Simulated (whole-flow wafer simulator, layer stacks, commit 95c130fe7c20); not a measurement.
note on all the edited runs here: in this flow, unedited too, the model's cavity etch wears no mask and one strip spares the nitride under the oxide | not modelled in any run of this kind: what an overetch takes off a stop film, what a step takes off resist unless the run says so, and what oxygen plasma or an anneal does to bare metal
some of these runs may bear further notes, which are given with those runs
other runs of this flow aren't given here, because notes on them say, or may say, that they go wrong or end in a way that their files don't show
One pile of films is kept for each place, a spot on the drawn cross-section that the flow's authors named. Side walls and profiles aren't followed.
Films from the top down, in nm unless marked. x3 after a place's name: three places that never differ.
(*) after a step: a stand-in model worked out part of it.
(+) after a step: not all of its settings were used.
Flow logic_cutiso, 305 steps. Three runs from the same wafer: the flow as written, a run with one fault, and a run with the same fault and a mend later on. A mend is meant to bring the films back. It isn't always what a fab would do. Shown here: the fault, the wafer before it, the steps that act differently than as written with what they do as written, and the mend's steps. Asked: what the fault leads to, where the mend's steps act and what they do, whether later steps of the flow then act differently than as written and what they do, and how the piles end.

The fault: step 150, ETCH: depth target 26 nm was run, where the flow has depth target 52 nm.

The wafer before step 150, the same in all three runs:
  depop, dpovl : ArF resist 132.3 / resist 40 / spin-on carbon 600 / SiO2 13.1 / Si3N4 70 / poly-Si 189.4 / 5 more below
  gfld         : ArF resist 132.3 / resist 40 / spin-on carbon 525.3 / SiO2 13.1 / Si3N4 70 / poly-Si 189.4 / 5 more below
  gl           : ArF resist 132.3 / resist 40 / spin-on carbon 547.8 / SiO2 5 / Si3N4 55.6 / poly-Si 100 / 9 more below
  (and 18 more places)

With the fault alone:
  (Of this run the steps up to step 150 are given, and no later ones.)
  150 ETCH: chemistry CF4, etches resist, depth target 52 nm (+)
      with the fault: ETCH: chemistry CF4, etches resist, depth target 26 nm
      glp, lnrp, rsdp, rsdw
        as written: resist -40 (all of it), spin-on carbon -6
        with the fault: resist -26
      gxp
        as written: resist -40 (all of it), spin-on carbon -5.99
        with the fault: resist -26
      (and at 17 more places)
  After step 150 the piles differ from the flow's by more than 2% or 0.5 nm, whichever is larger, at depop, dpovl, gfld and 19 more.
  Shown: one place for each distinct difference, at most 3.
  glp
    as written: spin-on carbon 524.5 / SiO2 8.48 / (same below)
    with the fault: resist 14 / spin-on carbon 530.5 / SiO2 8.48 / (same below)
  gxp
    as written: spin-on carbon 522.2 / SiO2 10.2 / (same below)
    with the fault: resist 14 / spin-on carbon 528.2 / SiO2 10.2 / (same below)
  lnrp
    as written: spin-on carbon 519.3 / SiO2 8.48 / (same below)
    with the fault: resist 14 / spin-on carbon 525.3 / SiO2 8.48 / (same below)

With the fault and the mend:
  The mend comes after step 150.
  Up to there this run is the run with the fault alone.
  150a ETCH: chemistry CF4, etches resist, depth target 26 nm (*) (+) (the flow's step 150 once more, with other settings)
      depop, dpovl, gfld and 14 more
        ArF resist -15
      glp, gxp, lnrp, rsdp, rsdw
        resist -14 (all of it), spin-on carbon -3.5
  Later steps of the flow that act differently than as written (1 more step differs only slightly, by at most 2% or 0.5 nm, whichever is larger, and isn't shown):
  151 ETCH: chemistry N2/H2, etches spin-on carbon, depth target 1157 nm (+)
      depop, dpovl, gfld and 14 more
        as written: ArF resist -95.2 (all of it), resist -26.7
        with the mend: ArF resist -98.8 (all of it), resist -26.7
  At the end the piles are the same as the flow's at every place that both follow.
